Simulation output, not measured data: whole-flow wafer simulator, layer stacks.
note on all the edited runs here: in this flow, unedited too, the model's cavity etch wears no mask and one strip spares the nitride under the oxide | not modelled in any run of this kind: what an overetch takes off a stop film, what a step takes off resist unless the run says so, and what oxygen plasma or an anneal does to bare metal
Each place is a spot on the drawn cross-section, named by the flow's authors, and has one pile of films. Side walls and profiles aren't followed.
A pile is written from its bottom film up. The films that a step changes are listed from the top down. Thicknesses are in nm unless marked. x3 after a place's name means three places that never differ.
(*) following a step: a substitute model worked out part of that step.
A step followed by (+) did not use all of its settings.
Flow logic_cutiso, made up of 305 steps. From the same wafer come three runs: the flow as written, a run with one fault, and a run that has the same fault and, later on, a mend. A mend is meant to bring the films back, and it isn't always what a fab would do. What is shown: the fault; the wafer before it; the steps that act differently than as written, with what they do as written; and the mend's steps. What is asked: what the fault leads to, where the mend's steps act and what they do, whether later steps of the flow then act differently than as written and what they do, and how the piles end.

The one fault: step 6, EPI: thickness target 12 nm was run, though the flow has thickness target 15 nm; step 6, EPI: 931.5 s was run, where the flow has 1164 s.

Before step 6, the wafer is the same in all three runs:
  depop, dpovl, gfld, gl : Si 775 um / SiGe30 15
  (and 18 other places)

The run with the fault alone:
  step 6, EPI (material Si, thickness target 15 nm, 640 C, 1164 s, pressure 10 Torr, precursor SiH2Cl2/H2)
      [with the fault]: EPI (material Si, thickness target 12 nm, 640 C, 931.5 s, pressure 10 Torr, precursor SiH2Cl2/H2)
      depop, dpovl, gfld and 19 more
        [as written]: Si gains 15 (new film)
        [with the fault]: Si gains 12 (new film)
  Later steps of the flow acting differently than as written (2 more steps, not shown, differ only slightly: by at most 2% or 0.5 nm, whichever is larger):
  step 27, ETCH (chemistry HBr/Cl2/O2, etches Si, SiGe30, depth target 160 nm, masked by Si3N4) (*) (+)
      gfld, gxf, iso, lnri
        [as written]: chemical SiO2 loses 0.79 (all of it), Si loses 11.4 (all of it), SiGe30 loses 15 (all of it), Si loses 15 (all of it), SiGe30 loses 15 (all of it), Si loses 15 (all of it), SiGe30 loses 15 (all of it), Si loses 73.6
        [with the fault]: chemical SiO2 loses 0.79 (all of it), Si loses 11.4 (all of it), SiGe30 loses 15 (all of it), Si loses 15 (all of it), SiGe30 loses 15 (all of it), Si loses 12 (all of it), SiGe30 loses 15 (all of it), Si loses 76.6
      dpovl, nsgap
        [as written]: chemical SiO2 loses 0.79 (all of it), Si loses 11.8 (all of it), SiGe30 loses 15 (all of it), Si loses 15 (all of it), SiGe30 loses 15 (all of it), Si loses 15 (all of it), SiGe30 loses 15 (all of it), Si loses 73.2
        [with the fault]: chemical SiO2 loses 0.79 (all of it), Si loses 11.8 (all of it), SiGe30 loses 15 (all of it), Si loses 15 (all of it), SiGe30 loses 15 (all of it), Si loses 12 (all of it), SiGe30 loses 15 (all of it), Si loses 76.2
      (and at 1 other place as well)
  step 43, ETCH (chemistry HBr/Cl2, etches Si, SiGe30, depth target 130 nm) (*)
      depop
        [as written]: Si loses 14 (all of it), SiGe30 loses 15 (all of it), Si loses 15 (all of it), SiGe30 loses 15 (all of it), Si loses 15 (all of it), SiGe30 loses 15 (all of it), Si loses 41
        [with the fault]: Si loses 14 (all of it), SiGe30 loses 15 (all of it), Si loses 15 (all of it), SiGe30 loses 15 (all of it), Si loses 12 (all of it), SiGe30 loses 15 (all of it), Si loses 44
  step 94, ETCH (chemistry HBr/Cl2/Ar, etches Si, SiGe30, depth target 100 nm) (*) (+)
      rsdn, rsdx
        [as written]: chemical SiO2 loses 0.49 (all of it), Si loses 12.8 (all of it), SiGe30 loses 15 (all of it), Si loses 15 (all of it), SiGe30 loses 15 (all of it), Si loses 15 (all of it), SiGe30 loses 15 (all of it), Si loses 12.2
        [with the fault]: chemical SiO2 loses 0.49 (all of it), Si loses 12.8 (all of it), SiGe30 loses 15 (all of it), Si loses 15 (all of it), SiGe30 loses 15 (all of it), Si loses 12 (all of it), SiGe30 loses 15 (all of it), Si loses 15.2
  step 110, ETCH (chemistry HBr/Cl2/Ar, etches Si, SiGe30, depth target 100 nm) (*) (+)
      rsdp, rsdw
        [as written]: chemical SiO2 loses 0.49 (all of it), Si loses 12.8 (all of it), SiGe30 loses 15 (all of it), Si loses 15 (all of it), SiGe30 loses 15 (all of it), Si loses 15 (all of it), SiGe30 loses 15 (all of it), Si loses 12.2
        [with the fault]: chemical SiO2 loses 0.49 (all of it), Si loses 12.8 (all of it), SiGe30 loses 15 (all of it), Si loses 15 (all of it), SiGe30 loses 15 (all of it), Si loses 12 (all of it), SiGe30 loses 15 (all of it), Si loses 15.2
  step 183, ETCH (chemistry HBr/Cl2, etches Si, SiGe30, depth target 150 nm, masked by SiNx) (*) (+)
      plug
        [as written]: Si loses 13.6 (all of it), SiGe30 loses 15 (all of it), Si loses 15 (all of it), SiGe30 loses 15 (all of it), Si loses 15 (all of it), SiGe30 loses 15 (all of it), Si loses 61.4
        [with the fault]: Si loses 13.6 (all of it), SiGe30 loses 15 (all of it), Si loses 15 (all of it), SiGe30 loses 15 (all of it), Si loses 12 (all of it), SiGe30 loses 15 (all of it), Si loses 64.4
  The piles end different from the flow's at gl, glp, gxn and 6 more by more than 2% or 0.5 nm, whichever is larger.
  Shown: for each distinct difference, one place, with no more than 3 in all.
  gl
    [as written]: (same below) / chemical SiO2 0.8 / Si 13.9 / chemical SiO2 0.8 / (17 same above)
    [with the fault]: (same below) / chemical SiO2 0.8 / Si 10.9 / chemical SiO2 0.8 / (17 same above)
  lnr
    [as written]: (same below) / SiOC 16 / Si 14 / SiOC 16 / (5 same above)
    [with the fault]: (same below) / SiOC 16 / Si 11 / SiOC 16 / (5 same above)
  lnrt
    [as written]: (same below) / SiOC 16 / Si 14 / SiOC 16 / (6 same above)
    [with the fault]: (same below) / SiOC 16 / Si 11 / SiOC 16 / (6 same above)

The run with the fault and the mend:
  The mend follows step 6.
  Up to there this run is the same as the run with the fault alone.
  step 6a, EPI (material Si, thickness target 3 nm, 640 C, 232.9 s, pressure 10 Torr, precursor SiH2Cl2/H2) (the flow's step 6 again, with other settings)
      depop, dpovl, gfld and 19 more
        Si gains 3
  Later steps of the flow that are run all act as written at every place that is followed, up to a difference of at most 2% or 0.5 nm, whichever is larger.
  The piles end the same as the flow's at every place that both follow.
